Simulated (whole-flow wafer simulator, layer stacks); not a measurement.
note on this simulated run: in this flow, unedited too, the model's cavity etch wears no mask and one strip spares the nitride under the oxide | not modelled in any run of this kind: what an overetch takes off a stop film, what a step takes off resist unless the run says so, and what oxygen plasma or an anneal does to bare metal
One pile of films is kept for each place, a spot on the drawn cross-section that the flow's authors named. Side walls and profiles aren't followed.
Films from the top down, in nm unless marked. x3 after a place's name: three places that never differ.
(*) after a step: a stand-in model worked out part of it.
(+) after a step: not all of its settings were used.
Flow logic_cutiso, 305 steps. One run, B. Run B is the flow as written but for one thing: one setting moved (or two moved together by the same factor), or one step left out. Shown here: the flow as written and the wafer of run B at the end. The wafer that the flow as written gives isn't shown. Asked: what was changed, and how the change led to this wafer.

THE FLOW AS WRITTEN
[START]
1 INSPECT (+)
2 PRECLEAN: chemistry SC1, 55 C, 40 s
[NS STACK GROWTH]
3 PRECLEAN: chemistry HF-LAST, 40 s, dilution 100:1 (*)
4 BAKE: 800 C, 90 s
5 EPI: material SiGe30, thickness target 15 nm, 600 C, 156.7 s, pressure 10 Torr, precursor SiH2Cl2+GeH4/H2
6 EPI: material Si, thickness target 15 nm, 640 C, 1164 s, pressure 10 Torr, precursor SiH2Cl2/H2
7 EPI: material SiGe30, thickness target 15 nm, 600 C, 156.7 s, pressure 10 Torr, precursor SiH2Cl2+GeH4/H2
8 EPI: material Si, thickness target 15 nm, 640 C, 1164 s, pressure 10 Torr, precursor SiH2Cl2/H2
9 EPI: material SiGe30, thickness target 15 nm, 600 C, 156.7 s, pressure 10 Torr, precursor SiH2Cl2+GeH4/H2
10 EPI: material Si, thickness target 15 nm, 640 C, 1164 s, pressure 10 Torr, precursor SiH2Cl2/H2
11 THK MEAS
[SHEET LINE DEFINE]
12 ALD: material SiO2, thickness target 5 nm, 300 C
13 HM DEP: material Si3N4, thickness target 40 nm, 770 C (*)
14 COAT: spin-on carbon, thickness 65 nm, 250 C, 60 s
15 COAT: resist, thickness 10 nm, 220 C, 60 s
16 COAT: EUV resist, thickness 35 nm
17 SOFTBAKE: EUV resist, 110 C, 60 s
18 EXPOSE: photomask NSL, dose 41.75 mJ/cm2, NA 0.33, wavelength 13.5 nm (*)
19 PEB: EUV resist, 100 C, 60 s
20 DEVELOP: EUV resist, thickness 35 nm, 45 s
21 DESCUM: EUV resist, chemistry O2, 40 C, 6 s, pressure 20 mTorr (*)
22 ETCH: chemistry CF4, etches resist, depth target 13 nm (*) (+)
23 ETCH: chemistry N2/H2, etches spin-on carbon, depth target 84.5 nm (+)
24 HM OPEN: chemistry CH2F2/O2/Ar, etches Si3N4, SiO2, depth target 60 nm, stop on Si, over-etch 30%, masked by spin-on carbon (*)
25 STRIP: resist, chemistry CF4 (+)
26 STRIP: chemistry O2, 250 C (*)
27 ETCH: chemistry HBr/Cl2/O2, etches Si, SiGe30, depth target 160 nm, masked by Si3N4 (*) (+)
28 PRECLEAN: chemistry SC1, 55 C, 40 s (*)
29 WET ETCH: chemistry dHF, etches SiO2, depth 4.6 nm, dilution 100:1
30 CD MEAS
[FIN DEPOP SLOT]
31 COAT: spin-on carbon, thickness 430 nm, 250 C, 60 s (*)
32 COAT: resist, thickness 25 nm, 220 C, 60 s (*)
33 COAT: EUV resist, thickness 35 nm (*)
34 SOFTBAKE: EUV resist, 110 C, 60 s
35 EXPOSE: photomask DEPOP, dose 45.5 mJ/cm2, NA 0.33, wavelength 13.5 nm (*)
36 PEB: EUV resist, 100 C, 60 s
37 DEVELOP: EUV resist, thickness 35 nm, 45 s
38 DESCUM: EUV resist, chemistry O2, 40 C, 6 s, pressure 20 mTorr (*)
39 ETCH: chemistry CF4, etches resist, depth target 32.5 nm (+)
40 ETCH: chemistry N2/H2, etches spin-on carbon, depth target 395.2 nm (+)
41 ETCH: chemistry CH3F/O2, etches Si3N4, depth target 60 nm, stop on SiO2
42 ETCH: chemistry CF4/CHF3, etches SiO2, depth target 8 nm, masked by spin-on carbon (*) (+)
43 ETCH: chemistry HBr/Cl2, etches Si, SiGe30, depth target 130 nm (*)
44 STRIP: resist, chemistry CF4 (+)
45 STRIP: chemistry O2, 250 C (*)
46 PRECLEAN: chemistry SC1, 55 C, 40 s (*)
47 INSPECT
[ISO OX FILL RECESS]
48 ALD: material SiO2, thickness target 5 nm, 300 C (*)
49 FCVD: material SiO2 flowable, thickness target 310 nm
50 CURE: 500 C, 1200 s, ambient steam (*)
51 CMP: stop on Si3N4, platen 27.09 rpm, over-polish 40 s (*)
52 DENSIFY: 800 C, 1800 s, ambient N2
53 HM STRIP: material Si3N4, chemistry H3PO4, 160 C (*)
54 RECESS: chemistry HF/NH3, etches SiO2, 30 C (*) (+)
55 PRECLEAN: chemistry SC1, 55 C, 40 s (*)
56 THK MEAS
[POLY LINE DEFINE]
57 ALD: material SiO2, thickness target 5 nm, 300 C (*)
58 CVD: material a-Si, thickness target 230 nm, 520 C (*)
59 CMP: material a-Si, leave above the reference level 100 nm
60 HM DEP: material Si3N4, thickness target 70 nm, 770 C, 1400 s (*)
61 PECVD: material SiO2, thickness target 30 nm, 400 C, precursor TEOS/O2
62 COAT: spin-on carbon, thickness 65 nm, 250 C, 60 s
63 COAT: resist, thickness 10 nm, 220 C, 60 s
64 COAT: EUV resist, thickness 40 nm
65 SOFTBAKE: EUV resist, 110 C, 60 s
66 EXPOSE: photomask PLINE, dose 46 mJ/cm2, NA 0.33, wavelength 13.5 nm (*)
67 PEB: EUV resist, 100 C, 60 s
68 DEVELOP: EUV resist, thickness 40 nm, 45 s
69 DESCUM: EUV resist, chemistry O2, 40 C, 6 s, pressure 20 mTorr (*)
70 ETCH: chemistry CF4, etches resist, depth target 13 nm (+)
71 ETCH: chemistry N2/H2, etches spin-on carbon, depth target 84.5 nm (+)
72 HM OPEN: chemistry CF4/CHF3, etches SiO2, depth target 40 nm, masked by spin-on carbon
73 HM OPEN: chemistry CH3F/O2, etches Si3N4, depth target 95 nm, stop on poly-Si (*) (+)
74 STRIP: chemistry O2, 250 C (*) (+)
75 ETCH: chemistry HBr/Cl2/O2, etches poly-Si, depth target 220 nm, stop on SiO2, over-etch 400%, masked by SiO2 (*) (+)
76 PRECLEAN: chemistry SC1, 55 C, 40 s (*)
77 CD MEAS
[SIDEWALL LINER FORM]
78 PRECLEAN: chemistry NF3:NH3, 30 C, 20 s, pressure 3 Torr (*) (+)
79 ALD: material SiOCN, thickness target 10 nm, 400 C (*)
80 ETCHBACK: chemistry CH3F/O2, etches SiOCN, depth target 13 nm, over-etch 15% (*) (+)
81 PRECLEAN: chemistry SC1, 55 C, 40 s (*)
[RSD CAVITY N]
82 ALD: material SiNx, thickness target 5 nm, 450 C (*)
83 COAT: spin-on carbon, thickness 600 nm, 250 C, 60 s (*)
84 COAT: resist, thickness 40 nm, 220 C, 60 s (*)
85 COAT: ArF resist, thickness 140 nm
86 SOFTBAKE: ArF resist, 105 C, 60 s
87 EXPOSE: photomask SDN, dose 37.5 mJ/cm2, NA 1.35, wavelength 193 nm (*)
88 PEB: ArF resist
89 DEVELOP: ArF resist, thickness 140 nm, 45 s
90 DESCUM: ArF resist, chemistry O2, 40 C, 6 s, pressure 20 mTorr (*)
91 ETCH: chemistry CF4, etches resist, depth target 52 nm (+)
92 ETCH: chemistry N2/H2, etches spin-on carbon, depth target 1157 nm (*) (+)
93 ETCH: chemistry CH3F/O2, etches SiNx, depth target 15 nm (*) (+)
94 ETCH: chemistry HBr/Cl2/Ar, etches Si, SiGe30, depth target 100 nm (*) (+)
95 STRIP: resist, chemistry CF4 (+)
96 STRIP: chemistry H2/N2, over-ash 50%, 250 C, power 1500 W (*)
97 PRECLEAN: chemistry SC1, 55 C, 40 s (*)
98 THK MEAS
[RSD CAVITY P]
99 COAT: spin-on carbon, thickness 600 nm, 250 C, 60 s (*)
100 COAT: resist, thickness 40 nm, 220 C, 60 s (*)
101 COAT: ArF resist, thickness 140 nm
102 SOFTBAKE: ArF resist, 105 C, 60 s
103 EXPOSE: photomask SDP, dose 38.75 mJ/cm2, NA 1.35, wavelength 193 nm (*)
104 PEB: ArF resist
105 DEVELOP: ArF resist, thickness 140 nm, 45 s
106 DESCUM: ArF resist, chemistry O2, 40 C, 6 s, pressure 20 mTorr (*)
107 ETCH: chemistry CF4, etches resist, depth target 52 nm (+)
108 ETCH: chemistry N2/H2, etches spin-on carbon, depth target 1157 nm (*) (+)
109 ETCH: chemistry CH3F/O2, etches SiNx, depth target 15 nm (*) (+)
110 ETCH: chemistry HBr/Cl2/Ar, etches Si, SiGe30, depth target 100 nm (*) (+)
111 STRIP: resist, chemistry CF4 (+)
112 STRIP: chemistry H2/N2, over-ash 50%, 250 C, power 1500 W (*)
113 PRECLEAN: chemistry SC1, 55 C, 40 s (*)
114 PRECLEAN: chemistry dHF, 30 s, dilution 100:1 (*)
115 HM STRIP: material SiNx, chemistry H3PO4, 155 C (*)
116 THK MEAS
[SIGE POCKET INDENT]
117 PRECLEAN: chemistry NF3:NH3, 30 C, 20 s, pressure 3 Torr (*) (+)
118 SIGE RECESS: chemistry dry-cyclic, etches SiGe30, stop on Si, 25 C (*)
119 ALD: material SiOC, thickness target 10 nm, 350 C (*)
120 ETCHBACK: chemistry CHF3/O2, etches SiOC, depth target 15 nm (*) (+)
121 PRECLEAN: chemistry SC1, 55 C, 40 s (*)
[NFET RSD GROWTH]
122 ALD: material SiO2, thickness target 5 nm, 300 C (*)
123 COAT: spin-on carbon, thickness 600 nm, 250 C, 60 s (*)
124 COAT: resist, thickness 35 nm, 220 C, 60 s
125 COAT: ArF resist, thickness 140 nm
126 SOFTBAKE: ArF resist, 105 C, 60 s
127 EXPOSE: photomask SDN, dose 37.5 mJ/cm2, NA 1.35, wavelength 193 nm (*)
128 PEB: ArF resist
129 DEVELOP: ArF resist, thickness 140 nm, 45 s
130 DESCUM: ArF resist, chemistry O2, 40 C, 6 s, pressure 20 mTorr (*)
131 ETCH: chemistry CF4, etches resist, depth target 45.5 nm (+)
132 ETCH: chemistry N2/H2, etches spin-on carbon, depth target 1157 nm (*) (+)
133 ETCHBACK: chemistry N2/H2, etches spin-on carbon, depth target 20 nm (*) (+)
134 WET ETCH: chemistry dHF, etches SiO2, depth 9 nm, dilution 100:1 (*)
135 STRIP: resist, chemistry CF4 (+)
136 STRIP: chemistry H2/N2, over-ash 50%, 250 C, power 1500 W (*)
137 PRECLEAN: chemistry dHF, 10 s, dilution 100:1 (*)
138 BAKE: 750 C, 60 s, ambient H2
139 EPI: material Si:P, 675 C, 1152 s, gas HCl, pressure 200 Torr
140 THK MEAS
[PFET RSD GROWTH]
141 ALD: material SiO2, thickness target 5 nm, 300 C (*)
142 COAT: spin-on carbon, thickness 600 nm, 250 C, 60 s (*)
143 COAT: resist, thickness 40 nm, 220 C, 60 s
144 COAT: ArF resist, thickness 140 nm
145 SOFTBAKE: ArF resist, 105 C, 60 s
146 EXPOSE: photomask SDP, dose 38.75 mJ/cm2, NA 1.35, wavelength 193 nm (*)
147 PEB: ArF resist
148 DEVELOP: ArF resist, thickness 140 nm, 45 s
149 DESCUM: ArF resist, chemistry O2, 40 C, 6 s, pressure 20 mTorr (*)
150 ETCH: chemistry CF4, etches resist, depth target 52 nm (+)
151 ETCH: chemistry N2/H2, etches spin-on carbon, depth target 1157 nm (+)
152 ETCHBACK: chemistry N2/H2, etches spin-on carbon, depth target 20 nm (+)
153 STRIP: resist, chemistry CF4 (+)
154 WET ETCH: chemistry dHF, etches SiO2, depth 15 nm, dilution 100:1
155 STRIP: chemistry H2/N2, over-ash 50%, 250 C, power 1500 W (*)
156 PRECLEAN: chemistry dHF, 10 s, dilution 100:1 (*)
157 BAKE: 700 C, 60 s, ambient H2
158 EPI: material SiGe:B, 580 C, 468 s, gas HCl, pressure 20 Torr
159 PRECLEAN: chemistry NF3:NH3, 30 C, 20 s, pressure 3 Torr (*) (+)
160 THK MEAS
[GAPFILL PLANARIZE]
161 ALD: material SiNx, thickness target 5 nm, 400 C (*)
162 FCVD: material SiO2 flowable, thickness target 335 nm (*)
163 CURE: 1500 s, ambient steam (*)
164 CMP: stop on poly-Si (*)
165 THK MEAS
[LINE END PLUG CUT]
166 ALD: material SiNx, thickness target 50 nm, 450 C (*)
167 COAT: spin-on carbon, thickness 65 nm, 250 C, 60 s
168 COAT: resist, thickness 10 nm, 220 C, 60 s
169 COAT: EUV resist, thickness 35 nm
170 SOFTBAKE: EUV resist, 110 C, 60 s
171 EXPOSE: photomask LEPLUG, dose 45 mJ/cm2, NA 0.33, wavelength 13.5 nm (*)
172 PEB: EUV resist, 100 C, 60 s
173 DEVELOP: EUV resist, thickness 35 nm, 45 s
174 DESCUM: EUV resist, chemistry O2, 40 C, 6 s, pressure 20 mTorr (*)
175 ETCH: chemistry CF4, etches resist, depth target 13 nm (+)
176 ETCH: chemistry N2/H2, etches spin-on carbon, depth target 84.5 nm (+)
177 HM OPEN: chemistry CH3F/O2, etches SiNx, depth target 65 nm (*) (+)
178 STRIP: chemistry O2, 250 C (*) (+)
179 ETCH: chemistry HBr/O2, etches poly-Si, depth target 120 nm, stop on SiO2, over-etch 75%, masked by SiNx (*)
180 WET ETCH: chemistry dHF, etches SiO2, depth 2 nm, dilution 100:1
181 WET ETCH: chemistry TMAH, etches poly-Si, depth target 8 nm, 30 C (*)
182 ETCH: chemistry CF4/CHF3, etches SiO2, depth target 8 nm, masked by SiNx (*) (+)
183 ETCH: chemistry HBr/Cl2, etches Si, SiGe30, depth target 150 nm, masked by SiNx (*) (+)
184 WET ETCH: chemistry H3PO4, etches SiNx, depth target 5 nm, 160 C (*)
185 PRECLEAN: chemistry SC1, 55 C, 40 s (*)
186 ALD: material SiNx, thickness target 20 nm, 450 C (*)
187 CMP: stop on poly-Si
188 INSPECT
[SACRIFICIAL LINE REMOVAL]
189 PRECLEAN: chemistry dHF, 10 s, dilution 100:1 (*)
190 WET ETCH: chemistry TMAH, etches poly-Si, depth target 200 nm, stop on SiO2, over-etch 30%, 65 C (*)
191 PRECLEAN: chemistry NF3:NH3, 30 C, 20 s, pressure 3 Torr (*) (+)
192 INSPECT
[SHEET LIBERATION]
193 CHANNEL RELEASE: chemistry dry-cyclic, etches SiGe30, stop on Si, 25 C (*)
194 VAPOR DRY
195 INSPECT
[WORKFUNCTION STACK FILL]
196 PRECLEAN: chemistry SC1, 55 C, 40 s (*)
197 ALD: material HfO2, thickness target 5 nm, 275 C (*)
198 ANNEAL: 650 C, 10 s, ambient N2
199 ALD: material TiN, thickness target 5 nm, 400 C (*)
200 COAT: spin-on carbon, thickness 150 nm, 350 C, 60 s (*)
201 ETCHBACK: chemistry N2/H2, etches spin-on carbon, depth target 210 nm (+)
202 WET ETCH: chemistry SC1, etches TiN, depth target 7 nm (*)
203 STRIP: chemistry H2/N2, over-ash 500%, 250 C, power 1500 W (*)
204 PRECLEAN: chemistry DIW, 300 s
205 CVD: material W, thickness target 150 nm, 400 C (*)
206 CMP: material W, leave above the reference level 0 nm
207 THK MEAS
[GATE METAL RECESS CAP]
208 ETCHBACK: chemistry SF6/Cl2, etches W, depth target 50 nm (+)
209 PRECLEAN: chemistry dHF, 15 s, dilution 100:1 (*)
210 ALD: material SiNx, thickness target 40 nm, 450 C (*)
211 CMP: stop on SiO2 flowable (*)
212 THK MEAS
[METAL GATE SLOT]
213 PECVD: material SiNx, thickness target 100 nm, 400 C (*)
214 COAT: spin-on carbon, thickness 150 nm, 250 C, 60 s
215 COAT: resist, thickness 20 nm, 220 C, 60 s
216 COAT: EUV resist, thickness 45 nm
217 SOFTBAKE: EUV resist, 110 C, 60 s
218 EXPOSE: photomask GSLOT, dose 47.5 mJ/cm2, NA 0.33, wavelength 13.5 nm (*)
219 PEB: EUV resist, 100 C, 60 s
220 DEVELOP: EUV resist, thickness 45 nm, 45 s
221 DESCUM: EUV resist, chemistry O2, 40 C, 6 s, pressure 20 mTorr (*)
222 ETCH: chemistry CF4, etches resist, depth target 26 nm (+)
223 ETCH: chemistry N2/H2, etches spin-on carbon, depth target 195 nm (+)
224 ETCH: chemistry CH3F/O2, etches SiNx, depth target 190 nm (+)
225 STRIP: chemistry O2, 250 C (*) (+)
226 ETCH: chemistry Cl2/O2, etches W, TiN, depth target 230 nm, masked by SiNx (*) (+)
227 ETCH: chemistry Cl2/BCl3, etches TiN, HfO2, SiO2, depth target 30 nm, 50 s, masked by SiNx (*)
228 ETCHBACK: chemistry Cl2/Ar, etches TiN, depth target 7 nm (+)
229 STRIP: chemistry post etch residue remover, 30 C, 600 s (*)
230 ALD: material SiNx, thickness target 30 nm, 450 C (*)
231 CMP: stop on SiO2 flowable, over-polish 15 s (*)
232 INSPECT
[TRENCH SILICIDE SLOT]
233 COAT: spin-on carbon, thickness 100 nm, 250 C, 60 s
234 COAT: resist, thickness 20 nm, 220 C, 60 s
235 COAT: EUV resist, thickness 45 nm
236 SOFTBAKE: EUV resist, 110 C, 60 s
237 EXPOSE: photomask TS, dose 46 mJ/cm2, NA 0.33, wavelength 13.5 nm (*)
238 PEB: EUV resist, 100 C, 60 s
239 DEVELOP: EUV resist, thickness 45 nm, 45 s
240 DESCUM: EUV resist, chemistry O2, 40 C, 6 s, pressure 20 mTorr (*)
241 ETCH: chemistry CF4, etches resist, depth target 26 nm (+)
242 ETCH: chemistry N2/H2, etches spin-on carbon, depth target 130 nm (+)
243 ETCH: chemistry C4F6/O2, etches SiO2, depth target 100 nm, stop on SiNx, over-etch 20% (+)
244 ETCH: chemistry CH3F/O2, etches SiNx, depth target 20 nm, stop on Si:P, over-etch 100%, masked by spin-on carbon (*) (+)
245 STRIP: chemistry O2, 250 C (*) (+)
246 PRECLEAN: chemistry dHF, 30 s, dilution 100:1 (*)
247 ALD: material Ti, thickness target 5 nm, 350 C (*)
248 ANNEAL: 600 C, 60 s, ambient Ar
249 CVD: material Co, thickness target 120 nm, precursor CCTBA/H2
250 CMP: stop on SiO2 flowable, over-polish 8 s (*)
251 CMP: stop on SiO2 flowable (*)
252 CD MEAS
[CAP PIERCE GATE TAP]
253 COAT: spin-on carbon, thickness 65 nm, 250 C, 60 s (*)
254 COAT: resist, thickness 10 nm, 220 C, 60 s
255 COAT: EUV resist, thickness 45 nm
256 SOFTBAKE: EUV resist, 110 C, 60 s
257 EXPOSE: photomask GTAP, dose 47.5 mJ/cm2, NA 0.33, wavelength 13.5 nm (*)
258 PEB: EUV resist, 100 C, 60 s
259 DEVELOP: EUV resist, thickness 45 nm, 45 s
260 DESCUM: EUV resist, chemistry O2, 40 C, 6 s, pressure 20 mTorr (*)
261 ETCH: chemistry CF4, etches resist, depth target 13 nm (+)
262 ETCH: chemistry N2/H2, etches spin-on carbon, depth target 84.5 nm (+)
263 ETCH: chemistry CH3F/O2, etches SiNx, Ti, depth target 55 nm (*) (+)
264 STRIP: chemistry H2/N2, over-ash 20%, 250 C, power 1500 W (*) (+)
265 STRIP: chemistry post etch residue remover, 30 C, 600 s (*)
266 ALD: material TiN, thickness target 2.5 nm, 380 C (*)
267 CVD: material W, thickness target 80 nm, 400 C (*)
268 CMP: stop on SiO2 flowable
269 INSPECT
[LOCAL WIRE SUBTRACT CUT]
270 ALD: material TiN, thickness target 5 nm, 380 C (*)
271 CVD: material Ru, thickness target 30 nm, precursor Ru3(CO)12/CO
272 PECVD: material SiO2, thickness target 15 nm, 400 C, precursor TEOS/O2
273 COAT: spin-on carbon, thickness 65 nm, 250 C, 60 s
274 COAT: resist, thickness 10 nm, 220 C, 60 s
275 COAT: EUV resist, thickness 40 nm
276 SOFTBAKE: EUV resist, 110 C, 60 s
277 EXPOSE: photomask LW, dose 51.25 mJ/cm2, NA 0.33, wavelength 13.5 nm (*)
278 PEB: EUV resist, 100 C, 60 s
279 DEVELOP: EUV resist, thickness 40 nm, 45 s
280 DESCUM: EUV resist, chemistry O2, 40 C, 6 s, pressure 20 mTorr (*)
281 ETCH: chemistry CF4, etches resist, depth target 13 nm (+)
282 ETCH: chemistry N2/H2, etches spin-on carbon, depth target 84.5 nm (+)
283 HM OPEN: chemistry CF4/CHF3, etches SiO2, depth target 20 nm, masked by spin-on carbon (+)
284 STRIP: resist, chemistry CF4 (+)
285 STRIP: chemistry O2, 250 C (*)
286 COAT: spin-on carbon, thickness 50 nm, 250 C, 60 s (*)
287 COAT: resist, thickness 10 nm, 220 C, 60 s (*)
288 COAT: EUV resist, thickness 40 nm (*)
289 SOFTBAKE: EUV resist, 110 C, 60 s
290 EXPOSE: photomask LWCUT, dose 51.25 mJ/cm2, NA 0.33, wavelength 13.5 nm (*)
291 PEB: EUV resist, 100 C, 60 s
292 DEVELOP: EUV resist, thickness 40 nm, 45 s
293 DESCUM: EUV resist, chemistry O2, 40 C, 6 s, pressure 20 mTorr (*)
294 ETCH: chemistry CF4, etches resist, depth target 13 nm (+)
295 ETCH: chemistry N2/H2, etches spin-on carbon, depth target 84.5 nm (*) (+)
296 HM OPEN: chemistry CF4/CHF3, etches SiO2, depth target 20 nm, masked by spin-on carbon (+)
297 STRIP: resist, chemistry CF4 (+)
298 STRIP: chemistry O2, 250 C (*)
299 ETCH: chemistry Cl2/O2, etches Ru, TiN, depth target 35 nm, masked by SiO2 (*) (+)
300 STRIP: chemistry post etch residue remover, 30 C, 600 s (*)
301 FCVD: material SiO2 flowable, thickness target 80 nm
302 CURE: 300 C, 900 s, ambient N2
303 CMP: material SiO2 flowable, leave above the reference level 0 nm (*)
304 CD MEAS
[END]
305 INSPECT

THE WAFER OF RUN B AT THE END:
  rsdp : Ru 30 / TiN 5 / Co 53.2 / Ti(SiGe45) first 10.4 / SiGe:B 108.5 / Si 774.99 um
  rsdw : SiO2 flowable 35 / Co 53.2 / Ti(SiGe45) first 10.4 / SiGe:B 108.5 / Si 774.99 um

The cause: step 248, ANNEAL: 630 C was run, where the flow has 600 C.

How the change led to this, step by step:
  248 ANNEAL: 600 C, 60 s, ambient Ar
      rsdp, rsdw: Ti(SiGe45) first +10.4 (new film), Ti -5 (all of it), SiGe:B -7.87 (as written it would be: Ti(SiGe45) first +8.95 (new film), Ti -5 (all of it), SiGe:B -5.98)
